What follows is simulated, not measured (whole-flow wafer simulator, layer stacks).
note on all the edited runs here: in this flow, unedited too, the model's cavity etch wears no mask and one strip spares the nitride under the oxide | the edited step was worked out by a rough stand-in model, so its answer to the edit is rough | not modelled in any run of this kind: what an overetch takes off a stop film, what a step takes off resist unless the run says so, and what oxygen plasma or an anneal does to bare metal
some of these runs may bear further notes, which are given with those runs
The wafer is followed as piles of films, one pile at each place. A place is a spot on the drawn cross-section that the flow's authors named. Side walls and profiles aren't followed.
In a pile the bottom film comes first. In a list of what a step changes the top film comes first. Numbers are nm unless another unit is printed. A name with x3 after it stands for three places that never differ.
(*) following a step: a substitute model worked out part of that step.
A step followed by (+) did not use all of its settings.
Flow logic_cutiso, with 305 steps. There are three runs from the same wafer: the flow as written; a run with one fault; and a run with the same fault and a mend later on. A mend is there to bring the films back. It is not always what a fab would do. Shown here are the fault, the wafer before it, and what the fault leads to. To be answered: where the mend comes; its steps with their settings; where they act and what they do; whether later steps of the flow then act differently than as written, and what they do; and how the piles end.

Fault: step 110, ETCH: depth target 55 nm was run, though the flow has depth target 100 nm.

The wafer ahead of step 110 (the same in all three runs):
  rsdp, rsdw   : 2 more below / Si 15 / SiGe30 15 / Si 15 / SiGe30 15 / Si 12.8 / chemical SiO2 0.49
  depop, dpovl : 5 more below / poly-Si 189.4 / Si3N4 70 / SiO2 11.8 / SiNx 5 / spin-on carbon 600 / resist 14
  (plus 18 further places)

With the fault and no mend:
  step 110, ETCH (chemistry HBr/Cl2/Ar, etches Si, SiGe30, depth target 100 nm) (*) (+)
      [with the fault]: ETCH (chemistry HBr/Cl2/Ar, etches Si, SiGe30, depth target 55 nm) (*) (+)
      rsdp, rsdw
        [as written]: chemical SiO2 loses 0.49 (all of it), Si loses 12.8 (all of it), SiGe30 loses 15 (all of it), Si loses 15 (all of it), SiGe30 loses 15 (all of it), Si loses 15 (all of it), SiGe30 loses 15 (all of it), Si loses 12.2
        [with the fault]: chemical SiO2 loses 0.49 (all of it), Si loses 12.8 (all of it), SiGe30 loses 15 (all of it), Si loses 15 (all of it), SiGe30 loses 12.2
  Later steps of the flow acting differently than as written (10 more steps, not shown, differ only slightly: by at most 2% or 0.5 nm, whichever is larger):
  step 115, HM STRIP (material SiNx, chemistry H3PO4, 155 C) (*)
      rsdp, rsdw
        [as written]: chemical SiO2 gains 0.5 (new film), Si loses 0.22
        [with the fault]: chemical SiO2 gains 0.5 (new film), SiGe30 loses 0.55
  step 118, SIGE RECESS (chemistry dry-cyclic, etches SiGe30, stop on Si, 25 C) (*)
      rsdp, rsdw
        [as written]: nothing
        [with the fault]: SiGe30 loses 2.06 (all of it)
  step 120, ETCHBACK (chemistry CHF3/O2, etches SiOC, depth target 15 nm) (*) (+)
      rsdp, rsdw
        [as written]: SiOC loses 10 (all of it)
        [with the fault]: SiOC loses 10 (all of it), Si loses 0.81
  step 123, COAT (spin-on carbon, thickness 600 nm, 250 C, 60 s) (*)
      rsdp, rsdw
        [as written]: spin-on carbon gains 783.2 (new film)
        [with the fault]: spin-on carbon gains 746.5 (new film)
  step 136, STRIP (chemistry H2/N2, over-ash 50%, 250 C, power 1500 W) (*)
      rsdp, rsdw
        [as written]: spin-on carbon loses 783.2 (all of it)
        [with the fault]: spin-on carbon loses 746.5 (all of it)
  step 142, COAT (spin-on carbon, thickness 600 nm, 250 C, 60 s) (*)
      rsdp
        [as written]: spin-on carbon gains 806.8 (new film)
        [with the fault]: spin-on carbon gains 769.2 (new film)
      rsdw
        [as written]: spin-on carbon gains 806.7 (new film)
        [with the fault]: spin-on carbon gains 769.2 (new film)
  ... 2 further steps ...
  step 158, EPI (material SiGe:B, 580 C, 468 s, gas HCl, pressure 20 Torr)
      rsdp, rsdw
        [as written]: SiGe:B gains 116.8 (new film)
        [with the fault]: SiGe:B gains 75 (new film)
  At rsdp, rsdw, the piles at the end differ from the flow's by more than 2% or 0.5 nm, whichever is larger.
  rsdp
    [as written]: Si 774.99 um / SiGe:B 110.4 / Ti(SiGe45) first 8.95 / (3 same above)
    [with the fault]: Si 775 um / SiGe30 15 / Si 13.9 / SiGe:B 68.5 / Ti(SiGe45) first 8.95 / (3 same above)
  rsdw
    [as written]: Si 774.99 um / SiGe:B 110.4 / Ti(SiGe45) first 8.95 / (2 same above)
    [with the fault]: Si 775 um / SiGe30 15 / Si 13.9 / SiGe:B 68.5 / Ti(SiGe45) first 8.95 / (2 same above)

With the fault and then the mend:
  The mend follows step 110.
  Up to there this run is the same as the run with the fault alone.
  step 110a, ETCH (chemistry HBr/Cl2/Ar, etches Si, SiGe30, depth target 45 nm) (*) (+) (a further turn of the flow's step 110, with different settings)
      rsdp, rsdw
        SiGe30 loses 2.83 (all of it), Si loses 15 (all of it), SiGe30 loses 15 (all of it), Si loses 12.2
  Every later step of the flow that is run acts as written at every place that is followed.
  At every place that both follow, the piles at the end match the flow's.
